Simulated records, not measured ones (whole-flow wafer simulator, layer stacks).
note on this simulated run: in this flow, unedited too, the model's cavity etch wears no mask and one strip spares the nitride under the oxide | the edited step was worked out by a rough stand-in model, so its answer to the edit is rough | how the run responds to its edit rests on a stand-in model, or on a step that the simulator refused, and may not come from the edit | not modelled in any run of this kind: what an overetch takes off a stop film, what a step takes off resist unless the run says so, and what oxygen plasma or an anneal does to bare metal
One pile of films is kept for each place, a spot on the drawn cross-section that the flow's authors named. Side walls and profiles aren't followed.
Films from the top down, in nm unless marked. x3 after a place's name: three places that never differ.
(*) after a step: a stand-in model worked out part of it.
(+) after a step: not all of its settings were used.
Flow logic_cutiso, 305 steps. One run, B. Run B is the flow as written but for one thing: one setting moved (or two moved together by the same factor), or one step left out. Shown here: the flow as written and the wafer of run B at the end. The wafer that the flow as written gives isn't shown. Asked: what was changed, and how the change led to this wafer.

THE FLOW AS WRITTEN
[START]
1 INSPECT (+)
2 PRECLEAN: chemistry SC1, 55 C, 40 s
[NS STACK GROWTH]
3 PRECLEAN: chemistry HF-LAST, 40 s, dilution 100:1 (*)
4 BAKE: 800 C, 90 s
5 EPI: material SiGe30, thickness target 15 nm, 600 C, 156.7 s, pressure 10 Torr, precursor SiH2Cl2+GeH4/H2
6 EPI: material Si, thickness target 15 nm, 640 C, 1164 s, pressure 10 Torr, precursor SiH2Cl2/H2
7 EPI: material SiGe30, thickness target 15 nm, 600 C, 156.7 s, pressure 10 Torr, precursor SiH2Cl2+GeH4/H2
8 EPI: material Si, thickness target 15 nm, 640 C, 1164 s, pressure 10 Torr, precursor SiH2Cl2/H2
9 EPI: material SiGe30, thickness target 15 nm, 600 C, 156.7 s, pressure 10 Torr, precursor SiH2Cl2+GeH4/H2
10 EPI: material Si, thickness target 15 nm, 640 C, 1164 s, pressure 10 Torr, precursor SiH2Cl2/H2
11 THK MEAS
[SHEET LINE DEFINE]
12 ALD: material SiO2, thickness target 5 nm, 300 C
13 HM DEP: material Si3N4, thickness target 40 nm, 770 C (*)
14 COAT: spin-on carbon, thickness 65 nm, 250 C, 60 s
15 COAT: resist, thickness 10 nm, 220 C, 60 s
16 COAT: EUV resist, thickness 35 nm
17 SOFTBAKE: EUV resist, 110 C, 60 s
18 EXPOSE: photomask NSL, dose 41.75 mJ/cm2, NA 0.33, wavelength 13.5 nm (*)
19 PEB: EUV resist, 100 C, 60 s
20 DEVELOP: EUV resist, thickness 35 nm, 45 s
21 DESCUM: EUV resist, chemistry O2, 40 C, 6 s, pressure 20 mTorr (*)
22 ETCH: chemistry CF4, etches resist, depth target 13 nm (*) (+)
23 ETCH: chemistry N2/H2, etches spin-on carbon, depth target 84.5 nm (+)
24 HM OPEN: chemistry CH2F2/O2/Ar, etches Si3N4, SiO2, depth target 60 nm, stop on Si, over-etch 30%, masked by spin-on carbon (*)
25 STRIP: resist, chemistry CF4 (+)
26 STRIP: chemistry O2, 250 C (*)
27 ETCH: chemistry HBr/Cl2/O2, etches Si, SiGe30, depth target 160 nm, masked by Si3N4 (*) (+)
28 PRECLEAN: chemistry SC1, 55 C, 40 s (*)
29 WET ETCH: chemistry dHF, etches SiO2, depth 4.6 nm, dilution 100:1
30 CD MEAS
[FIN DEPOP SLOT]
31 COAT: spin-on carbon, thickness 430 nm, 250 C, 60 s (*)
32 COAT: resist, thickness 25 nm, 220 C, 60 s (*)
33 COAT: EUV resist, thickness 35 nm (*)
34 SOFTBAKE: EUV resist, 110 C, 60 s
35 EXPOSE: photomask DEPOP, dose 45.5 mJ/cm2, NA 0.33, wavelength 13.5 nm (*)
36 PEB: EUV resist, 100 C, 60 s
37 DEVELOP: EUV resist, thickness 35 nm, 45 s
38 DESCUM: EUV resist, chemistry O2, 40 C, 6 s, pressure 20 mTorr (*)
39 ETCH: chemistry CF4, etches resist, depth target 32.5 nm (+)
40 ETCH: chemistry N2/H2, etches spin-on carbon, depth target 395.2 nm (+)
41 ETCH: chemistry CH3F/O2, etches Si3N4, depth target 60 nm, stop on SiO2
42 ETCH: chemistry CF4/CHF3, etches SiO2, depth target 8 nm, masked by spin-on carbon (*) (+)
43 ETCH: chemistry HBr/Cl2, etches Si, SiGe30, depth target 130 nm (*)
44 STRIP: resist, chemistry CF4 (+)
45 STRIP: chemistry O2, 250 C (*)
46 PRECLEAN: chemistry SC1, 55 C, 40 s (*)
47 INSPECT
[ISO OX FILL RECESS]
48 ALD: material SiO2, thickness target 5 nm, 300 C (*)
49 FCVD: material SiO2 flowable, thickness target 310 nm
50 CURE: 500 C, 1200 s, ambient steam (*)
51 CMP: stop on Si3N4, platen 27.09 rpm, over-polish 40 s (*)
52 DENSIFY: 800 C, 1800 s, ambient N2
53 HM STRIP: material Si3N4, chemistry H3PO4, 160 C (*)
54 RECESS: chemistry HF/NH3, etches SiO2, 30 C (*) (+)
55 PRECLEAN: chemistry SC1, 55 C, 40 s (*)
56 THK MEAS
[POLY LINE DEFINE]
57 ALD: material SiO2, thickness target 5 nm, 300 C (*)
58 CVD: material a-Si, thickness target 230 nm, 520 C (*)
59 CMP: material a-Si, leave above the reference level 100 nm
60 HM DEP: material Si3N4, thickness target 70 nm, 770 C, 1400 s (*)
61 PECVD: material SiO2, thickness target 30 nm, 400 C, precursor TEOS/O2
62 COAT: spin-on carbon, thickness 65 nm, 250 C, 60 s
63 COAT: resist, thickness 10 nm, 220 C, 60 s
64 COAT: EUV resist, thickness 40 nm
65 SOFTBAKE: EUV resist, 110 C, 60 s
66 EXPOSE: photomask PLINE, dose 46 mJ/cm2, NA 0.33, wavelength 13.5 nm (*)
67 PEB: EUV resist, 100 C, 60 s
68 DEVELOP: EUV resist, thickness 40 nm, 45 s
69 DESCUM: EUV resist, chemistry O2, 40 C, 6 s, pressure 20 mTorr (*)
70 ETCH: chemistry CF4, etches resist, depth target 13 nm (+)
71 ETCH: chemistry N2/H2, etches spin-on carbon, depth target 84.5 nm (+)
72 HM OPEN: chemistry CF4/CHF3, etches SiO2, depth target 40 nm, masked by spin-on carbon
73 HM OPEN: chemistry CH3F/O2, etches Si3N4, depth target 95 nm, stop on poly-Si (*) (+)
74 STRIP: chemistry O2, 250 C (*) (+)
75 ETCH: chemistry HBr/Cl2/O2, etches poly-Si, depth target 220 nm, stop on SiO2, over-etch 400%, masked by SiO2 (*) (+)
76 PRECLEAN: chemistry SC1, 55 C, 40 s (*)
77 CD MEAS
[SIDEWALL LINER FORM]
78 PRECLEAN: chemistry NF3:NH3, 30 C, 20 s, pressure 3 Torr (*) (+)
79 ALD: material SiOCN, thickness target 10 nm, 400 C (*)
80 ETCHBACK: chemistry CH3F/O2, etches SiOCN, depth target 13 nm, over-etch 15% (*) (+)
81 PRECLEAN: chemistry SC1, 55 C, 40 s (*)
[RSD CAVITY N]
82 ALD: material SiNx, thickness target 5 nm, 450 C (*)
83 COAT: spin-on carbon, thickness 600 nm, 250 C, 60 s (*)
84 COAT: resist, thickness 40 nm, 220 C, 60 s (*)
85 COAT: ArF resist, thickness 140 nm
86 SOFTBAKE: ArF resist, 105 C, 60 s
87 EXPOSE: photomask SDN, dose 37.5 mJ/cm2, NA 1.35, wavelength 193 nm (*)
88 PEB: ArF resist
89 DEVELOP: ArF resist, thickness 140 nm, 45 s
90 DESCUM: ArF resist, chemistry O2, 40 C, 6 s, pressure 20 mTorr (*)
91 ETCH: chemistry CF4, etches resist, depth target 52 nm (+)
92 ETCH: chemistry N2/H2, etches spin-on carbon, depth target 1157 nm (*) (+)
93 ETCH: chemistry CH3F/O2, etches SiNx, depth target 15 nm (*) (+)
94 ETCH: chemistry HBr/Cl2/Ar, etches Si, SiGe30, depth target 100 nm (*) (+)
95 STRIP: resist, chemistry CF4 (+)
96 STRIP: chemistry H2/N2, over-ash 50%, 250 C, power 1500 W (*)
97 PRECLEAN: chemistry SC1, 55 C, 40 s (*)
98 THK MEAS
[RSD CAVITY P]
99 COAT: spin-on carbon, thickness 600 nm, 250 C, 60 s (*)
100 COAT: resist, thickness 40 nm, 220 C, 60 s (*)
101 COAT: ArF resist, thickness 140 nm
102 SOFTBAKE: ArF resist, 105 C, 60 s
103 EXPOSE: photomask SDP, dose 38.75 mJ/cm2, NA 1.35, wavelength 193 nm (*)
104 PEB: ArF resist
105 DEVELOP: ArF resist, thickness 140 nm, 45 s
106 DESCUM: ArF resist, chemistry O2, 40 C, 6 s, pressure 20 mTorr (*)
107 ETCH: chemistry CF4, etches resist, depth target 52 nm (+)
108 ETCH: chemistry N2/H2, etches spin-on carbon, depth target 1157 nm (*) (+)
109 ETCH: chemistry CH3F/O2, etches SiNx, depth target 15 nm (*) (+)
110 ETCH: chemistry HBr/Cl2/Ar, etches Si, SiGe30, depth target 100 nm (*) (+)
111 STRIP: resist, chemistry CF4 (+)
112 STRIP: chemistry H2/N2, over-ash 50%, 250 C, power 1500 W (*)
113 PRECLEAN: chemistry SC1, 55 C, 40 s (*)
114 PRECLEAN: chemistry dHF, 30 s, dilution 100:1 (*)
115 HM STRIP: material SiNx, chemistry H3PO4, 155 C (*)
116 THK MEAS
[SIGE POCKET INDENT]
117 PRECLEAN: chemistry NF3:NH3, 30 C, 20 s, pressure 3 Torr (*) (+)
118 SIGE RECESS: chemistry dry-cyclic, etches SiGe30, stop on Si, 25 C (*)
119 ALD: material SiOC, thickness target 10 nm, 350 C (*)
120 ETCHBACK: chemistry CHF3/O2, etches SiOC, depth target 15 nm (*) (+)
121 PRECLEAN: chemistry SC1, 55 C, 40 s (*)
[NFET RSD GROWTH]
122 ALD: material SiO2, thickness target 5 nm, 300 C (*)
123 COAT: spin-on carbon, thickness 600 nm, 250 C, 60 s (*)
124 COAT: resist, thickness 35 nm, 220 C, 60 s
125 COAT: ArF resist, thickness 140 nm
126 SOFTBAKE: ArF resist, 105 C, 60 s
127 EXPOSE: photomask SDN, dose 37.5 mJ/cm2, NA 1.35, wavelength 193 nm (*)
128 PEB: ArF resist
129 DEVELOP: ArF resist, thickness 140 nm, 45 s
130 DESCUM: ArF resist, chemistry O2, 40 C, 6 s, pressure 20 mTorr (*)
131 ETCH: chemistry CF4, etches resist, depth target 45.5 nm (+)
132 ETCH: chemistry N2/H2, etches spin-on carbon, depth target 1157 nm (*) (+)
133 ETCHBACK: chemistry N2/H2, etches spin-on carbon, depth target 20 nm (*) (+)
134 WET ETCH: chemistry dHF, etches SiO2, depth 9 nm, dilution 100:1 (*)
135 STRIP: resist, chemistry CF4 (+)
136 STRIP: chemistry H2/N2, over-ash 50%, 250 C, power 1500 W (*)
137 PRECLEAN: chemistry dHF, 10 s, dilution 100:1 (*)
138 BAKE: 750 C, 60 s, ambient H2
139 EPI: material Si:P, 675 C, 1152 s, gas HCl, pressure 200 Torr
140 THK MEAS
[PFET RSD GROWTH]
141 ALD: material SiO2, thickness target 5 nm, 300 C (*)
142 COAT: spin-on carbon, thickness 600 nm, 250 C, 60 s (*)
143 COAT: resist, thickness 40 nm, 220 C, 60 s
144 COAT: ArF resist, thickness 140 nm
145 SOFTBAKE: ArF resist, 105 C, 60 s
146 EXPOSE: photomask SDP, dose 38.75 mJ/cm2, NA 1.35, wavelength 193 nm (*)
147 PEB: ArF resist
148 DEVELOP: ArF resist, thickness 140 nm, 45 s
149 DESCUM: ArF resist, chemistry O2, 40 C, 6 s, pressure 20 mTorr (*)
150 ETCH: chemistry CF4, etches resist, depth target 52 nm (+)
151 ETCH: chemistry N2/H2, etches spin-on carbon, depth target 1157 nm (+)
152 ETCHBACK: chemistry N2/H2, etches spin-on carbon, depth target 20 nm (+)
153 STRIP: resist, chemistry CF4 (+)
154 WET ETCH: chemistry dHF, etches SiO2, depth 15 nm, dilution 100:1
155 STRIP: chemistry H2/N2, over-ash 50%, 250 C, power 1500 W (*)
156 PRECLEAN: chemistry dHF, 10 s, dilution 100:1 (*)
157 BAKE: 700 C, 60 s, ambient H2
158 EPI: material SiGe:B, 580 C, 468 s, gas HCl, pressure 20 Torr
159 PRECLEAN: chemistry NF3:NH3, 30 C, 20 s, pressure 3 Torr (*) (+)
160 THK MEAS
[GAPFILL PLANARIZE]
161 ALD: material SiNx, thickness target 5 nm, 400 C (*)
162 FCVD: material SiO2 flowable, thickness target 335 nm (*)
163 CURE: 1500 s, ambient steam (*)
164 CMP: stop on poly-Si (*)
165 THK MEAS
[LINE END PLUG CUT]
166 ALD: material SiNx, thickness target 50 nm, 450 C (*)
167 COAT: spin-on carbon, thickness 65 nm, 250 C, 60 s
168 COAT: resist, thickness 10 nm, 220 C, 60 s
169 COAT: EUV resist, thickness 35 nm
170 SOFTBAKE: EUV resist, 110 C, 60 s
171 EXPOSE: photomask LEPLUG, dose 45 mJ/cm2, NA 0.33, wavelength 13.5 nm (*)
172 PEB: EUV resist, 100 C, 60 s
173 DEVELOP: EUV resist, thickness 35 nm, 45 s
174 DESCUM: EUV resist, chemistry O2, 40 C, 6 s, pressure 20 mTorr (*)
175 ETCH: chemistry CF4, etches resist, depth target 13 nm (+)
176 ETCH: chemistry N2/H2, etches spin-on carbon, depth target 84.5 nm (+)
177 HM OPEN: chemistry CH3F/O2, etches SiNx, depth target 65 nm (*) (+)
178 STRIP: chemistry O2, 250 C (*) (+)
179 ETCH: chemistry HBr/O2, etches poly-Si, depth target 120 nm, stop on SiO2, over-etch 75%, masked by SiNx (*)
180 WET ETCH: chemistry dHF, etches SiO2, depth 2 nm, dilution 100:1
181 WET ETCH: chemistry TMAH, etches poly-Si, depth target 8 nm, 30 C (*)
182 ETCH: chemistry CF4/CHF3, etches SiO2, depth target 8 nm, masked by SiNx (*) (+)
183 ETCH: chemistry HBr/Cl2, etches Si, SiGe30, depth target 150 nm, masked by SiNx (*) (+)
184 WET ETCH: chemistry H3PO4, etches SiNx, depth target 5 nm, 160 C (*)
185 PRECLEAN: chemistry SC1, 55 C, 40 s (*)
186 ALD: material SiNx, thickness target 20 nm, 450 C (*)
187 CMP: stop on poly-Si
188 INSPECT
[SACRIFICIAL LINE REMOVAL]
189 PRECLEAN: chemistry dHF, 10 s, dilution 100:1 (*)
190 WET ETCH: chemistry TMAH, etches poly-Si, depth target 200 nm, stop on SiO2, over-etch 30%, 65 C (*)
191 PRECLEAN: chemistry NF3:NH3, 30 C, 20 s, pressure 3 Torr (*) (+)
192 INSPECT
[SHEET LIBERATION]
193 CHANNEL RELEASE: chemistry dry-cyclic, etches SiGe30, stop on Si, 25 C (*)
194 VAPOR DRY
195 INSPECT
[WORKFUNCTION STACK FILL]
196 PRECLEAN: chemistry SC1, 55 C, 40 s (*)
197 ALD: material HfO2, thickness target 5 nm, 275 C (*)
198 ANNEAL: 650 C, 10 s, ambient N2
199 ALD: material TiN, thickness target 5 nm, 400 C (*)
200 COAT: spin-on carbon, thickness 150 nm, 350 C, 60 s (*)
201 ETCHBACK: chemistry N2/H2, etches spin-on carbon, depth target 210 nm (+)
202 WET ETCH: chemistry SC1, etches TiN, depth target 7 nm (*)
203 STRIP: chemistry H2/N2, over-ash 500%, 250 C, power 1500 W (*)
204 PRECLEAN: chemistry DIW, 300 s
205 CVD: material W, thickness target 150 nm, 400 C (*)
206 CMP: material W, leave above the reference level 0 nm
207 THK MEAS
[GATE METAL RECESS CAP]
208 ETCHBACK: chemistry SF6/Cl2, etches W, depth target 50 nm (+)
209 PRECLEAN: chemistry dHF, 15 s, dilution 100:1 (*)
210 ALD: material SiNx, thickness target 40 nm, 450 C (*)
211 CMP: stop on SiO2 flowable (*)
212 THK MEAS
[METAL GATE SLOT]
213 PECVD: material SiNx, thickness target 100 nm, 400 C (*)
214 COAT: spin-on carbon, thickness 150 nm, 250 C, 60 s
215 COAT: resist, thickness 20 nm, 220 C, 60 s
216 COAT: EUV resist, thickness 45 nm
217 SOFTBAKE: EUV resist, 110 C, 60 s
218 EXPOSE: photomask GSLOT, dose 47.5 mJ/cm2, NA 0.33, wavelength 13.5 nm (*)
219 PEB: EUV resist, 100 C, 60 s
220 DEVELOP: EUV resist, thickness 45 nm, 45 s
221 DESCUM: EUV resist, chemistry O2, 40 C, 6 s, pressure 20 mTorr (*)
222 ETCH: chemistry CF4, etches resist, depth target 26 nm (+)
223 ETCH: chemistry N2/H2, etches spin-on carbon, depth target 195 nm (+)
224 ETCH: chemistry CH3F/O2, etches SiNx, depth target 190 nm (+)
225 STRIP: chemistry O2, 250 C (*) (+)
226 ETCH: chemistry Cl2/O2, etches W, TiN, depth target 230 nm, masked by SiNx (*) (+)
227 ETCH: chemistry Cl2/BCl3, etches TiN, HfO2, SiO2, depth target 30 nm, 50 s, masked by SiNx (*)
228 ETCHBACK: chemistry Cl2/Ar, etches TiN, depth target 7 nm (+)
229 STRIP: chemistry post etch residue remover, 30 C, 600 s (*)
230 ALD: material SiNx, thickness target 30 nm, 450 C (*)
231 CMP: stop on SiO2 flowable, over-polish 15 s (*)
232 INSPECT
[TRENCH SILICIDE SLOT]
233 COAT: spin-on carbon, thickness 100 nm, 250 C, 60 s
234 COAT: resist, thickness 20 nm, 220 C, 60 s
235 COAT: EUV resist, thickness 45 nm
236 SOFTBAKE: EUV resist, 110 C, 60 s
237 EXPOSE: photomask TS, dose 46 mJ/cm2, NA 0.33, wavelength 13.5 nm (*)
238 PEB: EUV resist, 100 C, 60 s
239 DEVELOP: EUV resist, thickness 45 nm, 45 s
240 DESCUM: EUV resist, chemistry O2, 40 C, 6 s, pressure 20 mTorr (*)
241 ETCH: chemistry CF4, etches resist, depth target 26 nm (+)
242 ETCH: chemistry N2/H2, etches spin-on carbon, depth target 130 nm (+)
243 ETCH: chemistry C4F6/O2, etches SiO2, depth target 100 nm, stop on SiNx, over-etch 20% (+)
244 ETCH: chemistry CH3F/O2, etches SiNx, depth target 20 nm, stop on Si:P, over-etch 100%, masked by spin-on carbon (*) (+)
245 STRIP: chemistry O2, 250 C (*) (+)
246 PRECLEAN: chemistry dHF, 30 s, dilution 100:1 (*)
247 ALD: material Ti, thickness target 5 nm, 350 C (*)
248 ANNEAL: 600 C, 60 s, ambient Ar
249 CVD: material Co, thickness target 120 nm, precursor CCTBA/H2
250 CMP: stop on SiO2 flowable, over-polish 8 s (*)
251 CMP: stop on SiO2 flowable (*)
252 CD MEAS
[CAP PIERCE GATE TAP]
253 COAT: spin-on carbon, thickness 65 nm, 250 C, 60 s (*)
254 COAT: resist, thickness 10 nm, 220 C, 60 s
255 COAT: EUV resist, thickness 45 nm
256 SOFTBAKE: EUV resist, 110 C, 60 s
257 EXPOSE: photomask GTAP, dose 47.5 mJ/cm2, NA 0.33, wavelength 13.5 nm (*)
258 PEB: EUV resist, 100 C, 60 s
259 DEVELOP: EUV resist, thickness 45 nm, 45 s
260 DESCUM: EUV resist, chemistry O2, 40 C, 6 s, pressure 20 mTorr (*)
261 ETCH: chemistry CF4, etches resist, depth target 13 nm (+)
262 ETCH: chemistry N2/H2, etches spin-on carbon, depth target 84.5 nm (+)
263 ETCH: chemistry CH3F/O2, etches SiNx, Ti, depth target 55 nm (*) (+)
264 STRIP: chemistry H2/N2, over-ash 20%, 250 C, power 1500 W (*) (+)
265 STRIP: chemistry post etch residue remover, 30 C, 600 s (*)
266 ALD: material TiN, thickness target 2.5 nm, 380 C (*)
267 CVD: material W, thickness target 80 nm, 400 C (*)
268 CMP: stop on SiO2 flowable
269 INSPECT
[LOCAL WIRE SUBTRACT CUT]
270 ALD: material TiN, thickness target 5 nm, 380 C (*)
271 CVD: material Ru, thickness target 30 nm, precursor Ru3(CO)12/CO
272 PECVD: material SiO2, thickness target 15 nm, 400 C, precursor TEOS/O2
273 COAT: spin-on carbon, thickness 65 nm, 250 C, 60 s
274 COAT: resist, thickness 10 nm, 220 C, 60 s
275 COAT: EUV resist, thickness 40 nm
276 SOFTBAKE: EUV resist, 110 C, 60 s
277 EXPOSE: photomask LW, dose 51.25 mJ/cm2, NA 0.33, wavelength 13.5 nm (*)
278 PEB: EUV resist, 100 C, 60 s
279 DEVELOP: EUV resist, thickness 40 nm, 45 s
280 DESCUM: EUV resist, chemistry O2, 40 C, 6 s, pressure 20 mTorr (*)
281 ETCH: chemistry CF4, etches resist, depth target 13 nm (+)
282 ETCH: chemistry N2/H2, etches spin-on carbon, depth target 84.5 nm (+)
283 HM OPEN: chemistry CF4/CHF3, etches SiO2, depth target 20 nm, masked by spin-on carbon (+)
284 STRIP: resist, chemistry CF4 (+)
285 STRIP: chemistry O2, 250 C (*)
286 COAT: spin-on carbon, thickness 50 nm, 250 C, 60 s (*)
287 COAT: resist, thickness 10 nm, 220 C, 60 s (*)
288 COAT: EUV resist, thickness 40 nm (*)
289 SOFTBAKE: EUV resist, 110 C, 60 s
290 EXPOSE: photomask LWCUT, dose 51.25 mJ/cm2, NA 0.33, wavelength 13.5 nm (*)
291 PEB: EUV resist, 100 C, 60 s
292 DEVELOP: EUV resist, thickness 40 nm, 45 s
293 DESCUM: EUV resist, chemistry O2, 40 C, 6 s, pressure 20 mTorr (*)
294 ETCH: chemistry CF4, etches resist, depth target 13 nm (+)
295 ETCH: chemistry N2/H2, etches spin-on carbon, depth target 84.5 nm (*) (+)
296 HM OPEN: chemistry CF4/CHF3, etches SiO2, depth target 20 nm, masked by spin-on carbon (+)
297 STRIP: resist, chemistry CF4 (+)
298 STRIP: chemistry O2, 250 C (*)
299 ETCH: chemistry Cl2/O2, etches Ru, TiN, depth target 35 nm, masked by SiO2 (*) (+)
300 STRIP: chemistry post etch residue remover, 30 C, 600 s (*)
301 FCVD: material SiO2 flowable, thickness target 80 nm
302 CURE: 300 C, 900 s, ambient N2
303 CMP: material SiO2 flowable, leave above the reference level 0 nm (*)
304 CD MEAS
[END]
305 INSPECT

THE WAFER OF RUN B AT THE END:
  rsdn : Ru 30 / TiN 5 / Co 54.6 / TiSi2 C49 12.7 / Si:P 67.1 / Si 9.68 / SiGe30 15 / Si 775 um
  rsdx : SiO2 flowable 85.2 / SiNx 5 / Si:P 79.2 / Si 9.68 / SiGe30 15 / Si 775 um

The cause: step 94, ETCH: depth target 45 nm was run, where the flow has depth target 100 nm.

How the change led to this, step by step:
  94 ETCH: chemistry HBr/Cl2/Ar, etches Si, SiGe30, depth target 100 nm (*) (+)
      rsdn, rsdx: chemical SiO2 -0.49 (all of it), Si -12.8 (all of it), SiGe30 -15 (all of it), Si -15 (all of it), SiGe30 -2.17 (as written it would be: chemical SiO2 -0.49 (all of it), Si -12.8 (all of it), SiGe30 -15 (all of it), Si -15 (all of it), SiGe30 -15 (all of it), Si -15 (all of it), SiGe30 -15 (all of it), Si -12.2)
  99 COAT: spin-on carbon, thickness 600 nm, 250 C, 60 s (*)
      rsdn: spin-on carbon +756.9 (new film) (as written it would be: spin-on carbon +802.8 (new film))
      rsdx: spin-on carbon +756.8 (new film) (as written it would be: spin-on carbon +802.8 (new film))
  111 STRIP: resist, chemistry CF4 (+)
      lnrt, rsdn: resist -13.5 (all of it) (as written it would be: resist -14.1 (all of it))
  112 STRIP: chemistry H2/N2, over-ash 50%, 250 C, power 1500 W (*)
      rsdn: spin-on carbon -756.9 (all of it) (as written it would be: spin-on carbon -802.8 (all of it))
      rsdx: spin-on carbon -756.8 (all of it) (as written it would be: spin-on carbon -802.8 (all of it))
  115 HM STRIP: material SiNx, chemistry H3PO4, 155 C (*)
      rsdn, rsdx: chemical SiO2 +0.5 (new film), SiGe30 -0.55 (as written it would be: chemical SiO2 +0.5 (new film), Si -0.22)
  118 SIGE RECESS: chemistry dry-cyclic, etches SiGe30, stop on Si, 25 C (*)
      rsdn, rsdx: SiGe30 -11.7 (all of it) (as written it would be: nothing)
  120 ETCHBACK: chemistry CHF3/O2, etches SiOC, depth target 15 nm (*) (+)
      rsdn, rsdx: SiOC -10 (all of it), Si -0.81 (as written it would be: SiOC -10 (all of it))
  123 COAT: spin-on carbon, thickness 600 nm, 250 C, 60 s (*)
      rsdn, rsdx: spin-on carbon +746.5 (new film) (as written it would be: spin-on carbon +783.3 (new film))
  132 ETCH: chemistry N2/H2, etches spin-on carbon, depth target 1157 nm (*) (+)
      rsdn, rsdx: spin-on carbon -741.2 (all of it), SiO2 -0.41 (as written it would be: spin-on carbon -778.1 (all of it))
      depop, dpovl, gfld and 12 more: ArF resist -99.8 (all of it), resist -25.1 (as written it would be: ArF resist -99.8 (all of it), resist -25.7)
  135 STRIP: resist, chemistry CF4 (+)
      rsdn, rsdx: Si -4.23 (as written it would be: nothing)
      depop, dpovl, isow, ns, nsgap, rsdp: resist -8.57 (all of it) (as written it would be: resist -7.93 (all of it))
      (and at 14 more places)
  139 EPI: material Si:P, 675 C, 1152 s, gas HCl, pressure 200 Torr
      rsdn, rsdx: Si:P +79.2 (new film) (as written it would be: Si:P +116.9 (new film))
